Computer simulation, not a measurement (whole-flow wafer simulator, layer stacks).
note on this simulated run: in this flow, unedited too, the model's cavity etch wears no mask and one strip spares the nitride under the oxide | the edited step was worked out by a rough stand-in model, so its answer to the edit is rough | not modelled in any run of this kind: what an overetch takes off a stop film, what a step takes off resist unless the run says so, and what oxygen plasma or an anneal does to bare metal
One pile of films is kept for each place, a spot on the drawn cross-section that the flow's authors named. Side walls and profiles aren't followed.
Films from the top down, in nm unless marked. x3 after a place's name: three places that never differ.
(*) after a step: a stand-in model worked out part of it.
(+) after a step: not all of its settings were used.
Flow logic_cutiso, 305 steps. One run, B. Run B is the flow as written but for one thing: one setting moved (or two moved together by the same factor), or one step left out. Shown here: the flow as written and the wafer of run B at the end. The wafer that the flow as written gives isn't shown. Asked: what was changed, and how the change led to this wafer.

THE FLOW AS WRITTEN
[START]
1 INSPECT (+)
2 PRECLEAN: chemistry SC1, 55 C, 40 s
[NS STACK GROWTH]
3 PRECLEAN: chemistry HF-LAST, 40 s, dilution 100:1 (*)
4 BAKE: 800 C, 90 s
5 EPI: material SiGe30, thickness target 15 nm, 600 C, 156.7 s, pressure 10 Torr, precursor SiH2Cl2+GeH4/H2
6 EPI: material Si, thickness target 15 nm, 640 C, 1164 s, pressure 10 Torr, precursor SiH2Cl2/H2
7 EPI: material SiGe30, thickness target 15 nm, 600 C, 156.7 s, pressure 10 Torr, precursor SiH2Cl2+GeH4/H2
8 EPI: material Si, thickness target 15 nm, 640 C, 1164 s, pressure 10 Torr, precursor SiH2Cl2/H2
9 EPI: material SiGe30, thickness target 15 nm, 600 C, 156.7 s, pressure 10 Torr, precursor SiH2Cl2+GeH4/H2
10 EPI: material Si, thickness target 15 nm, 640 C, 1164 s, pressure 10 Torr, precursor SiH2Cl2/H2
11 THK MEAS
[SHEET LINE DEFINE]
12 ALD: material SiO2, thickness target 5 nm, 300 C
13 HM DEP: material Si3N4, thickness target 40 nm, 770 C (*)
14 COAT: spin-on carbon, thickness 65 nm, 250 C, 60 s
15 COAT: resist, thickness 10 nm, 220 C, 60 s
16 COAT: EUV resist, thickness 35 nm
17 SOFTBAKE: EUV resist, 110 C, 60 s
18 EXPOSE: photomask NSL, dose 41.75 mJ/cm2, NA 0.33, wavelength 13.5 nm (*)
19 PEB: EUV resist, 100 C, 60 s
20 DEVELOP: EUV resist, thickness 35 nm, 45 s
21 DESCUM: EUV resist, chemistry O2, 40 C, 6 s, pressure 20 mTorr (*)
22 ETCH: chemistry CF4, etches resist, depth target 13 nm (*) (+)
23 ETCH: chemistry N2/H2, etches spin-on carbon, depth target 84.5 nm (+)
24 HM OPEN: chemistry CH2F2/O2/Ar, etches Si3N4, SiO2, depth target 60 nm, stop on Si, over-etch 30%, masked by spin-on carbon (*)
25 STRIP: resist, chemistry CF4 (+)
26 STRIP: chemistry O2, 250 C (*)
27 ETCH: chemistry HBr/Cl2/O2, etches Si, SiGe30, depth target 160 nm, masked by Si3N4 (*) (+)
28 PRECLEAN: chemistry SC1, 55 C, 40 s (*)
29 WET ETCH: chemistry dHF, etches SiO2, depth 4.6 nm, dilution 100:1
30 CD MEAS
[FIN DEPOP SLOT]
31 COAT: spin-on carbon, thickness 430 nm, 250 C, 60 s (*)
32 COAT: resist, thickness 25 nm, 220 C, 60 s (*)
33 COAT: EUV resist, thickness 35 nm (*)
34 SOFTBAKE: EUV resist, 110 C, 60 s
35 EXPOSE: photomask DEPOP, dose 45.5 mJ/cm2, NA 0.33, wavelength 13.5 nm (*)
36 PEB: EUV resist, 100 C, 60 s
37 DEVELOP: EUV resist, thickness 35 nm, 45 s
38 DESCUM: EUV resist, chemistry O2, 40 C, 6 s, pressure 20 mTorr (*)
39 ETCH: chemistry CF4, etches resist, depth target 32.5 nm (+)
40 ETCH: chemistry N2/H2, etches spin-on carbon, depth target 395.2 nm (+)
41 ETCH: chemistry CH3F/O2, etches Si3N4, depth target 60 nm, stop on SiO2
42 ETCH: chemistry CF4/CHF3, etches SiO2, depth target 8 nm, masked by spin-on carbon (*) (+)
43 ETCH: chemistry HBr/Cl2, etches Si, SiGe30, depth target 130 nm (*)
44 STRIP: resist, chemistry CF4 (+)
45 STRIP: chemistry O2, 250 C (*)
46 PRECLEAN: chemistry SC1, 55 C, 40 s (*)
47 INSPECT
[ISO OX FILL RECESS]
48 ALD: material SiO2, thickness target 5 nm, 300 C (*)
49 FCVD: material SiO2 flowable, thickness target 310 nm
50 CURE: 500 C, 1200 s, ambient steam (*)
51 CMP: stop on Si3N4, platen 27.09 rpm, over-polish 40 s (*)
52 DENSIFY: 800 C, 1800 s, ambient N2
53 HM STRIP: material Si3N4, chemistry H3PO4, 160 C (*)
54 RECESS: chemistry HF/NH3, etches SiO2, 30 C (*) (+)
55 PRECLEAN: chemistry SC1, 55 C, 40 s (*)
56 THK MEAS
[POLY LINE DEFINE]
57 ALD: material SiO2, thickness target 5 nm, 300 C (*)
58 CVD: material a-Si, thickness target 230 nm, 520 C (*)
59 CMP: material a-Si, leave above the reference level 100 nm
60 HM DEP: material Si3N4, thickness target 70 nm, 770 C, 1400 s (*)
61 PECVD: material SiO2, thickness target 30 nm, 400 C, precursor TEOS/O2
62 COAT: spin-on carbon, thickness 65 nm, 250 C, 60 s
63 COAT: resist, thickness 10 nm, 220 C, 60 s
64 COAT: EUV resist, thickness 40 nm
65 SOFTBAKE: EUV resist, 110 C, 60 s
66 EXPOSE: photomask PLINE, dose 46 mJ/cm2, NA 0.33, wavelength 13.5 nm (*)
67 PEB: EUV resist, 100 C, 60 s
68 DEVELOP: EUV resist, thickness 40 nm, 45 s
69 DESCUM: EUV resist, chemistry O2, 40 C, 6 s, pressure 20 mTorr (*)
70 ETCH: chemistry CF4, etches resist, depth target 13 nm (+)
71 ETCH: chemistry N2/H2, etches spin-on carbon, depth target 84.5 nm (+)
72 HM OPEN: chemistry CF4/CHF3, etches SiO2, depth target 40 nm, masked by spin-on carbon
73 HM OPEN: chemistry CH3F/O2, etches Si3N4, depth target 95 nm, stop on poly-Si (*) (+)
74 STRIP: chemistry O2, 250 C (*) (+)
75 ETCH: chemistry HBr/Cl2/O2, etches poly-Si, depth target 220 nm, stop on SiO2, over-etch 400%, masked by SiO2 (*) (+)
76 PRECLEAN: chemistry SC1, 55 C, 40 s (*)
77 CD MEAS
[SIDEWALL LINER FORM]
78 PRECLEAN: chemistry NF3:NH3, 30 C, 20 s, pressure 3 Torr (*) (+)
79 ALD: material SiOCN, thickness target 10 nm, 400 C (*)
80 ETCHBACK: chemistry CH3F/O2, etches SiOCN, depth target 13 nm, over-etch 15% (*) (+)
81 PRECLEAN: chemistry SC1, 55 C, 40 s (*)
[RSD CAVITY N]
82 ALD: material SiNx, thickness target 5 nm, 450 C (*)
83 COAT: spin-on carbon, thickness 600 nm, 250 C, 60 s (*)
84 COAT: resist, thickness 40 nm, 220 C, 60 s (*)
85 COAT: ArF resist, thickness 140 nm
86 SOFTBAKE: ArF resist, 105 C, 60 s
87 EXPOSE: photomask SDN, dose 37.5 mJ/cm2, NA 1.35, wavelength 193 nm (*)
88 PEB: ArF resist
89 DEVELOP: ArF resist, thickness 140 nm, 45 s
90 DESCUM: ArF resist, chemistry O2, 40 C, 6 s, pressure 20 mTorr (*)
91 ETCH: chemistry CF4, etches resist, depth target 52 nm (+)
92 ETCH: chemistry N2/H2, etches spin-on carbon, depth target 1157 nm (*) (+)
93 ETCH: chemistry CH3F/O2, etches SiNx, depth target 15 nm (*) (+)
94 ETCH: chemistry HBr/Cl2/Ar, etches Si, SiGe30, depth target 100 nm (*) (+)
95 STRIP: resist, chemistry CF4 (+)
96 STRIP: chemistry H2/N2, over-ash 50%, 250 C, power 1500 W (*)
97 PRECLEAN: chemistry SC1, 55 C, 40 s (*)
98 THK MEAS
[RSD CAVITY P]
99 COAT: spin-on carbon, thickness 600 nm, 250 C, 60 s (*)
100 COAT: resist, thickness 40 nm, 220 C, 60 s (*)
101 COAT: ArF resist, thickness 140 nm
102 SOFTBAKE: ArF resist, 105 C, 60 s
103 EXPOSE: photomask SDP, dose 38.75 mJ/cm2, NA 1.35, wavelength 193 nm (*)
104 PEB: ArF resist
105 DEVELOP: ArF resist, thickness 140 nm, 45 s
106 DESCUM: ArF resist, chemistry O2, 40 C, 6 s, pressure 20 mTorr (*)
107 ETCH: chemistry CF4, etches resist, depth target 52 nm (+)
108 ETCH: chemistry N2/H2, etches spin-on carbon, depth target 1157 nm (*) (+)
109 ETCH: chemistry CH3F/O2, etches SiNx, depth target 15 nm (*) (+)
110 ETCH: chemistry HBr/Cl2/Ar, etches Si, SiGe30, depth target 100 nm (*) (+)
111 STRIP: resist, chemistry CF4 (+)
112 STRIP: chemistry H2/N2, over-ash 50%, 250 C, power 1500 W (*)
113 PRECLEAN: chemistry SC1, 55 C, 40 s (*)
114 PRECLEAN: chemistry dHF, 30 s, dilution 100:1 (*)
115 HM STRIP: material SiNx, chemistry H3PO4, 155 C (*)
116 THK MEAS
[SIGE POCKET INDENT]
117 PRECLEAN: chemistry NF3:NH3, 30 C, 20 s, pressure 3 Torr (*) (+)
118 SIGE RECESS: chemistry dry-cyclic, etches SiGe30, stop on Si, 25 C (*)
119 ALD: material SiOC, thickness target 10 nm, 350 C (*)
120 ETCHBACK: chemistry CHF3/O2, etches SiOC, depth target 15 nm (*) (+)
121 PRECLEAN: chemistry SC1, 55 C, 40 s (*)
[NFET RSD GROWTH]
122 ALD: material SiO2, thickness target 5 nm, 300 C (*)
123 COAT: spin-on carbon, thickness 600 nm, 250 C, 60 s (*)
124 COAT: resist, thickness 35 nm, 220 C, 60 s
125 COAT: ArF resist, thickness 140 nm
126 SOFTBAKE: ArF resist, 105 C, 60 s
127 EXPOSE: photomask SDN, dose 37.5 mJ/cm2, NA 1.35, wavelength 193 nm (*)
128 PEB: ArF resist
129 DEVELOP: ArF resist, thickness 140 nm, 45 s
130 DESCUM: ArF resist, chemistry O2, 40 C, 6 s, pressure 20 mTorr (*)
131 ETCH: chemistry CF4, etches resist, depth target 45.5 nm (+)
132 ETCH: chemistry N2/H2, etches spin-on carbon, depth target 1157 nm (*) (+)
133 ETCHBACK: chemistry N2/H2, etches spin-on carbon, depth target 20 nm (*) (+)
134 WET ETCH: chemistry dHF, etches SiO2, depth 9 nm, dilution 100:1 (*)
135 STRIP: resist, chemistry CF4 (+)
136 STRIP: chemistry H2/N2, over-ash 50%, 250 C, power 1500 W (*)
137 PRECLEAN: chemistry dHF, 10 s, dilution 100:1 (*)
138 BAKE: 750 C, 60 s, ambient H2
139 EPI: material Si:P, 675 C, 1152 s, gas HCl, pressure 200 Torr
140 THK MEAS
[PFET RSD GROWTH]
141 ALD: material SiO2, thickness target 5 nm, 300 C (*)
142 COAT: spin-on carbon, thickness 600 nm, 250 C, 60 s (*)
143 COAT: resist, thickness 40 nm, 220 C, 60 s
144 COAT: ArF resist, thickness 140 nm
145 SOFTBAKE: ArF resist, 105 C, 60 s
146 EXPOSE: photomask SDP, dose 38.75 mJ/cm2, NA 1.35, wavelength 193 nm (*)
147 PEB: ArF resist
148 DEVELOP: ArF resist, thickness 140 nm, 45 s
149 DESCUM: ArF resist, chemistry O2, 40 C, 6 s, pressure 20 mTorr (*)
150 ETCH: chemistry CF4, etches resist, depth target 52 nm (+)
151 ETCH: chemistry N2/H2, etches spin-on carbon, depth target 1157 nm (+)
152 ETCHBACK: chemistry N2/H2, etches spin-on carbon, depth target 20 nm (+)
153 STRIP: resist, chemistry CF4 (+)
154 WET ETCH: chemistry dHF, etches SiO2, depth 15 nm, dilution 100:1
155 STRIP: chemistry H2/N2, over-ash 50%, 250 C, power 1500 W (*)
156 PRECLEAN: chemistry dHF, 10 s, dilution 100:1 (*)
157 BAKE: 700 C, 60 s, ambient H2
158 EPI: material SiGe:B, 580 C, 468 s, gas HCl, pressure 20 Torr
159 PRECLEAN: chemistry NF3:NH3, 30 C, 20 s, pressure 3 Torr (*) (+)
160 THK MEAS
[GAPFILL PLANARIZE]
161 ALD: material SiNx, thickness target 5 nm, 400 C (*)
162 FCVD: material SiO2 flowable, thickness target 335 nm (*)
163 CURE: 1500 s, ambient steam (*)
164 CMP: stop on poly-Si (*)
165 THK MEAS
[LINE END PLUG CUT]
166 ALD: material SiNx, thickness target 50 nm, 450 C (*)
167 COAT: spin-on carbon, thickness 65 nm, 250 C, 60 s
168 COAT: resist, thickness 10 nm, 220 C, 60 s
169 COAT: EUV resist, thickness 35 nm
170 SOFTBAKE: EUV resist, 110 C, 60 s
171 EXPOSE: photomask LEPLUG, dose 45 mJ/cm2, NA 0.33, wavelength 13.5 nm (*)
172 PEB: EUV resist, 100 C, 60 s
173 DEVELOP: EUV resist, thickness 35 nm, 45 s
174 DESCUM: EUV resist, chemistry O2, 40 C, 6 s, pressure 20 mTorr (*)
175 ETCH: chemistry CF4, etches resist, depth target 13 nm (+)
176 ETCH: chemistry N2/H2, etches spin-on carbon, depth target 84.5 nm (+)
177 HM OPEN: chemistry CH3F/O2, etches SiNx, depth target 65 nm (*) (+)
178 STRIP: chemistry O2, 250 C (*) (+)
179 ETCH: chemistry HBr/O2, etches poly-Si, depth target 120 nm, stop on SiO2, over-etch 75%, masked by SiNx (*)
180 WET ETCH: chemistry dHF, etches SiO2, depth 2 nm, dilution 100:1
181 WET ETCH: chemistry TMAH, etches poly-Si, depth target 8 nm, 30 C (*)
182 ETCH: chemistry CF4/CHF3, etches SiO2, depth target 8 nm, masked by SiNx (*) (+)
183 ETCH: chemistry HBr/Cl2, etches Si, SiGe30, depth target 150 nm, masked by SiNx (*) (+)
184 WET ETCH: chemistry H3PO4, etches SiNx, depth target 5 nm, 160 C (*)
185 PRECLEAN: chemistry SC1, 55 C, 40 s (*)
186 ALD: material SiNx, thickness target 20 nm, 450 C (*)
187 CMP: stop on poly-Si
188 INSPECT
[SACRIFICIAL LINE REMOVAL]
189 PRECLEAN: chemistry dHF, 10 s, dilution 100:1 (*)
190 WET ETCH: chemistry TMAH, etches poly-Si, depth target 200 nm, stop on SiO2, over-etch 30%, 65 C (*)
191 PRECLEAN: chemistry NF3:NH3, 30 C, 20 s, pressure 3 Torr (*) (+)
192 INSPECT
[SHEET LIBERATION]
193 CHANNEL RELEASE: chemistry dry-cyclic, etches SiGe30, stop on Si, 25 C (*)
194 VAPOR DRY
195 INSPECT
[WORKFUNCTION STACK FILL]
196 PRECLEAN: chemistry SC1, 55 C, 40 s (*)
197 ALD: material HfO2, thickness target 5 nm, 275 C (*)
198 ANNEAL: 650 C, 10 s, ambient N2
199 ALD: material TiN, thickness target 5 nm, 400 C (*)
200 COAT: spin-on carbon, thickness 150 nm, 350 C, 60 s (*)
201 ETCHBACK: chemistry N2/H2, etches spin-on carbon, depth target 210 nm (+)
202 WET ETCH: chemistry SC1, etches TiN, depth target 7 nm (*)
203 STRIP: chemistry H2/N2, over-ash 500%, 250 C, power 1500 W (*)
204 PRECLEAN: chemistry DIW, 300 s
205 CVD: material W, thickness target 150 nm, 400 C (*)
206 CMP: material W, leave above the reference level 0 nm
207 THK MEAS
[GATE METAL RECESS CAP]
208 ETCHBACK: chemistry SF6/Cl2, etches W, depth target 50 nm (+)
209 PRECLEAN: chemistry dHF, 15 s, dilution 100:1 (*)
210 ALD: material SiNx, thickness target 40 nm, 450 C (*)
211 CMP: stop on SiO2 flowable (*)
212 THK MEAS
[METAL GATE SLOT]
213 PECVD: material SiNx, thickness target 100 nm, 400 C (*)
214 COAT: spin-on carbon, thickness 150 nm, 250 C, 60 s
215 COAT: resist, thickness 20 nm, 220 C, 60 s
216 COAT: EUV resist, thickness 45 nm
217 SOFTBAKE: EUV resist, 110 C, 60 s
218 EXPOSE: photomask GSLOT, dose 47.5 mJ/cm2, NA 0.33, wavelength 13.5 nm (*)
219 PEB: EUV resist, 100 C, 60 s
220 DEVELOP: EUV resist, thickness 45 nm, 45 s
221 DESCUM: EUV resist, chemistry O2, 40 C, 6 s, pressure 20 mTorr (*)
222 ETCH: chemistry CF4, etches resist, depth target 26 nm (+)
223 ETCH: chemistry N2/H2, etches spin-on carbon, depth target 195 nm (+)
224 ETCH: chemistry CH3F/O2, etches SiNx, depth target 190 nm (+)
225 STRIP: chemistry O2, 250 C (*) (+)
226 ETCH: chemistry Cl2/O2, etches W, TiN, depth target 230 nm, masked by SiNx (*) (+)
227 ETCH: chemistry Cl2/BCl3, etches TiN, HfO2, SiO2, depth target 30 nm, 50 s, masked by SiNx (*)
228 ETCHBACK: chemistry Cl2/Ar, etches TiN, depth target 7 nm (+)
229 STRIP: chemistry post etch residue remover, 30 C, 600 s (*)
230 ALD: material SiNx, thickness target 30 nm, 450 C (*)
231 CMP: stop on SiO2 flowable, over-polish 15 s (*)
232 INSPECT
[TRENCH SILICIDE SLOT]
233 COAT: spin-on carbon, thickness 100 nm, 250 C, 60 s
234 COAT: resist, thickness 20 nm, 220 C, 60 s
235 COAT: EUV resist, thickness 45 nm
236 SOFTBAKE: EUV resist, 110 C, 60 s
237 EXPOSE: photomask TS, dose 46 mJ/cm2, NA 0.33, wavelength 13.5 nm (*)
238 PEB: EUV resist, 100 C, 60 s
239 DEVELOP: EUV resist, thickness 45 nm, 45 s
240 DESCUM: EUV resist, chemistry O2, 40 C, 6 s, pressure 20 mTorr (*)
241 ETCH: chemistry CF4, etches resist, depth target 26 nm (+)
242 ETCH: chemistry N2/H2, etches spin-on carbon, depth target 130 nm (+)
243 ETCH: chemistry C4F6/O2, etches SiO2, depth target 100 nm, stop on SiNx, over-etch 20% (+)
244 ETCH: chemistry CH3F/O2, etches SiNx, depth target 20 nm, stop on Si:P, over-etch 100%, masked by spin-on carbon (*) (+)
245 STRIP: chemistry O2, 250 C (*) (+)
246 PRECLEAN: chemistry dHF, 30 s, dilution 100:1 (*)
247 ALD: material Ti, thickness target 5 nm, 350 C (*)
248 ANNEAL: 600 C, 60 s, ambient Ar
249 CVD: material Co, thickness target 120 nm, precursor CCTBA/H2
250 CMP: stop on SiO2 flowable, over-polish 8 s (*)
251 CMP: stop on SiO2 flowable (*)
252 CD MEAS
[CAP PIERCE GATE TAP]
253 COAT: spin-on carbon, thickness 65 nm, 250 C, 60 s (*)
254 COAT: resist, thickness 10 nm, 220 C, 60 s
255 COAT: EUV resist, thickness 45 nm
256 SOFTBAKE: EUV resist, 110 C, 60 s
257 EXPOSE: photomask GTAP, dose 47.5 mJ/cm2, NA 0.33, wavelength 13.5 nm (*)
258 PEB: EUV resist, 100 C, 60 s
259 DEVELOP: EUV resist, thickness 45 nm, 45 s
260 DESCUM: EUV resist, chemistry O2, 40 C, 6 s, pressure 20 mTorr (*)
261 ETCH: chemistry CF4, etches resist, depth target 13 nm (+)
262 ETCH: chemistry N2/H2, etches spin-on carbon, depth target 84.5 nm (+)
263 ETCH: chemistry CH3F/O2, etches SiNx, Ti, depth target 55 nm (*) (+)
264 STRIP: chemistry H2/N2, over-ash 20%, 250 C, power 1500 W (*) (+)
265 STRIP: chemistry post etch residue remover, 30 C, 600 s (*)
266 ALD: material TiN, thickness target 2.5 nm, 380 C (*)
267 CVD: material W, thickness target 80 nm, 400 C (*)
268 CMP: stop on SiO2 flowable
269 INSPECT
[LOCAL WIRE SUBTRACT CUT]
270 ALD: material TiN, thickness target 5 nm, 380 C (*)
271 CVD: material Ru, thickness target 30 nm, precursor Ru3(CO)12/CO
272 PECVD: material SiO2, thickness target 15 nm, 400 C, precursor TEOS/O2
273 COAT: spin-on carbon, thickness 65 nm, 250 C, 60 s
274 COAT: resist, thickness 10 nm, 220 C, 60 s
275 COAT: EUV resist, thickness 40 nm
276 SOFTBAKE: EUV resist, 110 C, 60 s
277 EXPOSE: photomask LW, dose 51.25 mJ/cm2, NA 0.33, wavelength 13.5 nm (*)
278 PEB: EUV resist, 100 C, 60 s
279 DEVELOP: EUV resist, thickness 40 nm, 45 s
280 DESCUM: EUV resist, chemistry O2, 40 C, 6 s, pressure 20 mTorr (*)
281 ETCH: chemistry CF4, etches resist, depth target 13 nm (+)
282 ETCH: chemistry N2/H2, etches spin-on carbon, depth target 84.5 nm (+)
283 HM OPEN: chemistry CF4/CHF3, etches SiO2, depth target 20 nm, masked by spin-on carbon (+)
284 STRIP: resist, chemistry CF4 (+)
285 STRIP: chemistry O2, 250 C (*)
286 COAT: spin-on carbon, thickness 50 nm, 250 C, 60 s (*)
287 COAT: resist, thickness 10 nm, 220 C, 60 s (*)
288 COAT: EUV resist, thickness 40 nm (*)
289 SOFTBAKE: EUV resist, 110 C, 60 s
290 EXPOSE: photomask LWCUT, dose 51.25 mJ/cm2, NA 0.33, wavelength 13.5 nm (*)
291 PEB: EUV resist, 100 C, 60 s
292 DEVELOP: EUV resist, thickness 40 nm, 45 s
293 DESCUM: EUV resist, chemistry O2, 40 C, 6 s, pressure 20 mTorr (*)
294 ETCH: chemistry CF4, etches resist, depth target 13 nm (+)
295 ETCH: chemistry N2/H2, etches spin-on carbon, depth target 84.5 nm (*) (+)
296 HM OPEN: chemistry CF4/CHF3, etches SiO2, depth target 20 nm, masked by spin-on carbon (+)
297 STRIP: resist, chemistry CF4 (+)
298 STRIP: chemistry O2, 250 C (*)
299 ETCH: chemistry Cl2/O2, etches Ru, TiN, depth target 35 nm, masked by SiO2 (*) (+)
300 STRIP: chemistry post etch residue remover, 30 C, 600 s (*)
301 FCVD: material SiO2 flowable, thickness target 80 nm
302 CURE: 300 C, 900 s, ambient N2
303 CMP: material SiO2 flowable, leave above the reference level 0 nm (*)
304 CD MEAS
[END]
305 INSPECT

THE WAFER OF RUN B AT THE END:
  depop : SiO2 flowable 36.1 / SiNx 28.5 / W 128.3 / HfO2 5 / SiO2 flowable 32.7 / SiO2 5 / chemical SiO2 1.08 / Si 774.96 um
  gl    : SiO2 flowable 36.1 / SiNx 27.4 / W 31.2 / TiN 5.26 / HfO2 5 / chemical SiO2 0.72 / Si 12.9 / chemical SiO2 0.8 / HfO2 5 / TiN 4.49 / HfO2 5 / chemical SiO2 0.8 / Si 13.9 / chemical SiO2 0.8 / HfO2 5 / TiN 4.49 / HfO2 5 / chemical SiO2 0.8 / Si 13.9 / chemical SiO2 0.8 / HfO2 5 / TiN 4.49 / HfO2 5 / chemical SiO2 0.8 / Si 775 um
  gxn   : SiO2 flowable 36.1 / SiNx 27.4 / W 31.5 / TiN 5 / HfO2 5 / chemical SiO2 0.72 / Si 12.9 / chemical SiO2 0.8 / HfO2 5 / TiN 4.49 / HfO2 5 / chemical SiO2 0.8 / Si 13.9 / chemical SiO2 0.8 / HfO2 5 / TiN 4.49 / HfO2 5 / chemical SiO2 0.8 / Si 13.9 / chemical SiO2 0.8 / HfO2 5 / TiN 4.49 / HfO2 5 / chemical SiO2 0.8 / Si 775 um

The cause: step 299, ETCH: depth target 47.3 nm was run, where the flow has depth target 35 nm.

How the change led to this, step by step:
  299 ETCH: chemistry Cl2/O2, etches Ru, TiN, depth target 35 nm, masked by SiO2 (*) (+)
      depop, dpovl, gfld and 9 more: Ru -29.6 (all of it), TiN -5 (all of it), SiNx -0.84 (as written it would be: Ru -29.6 (all of it), TiN -5 (all of it))
      rsdw: Ru -29.6 (all of it), TiN -5 (all of it), Co -0.84 (as written it would be: Ru -29.6 (all of it), TiN -5 (all of it))
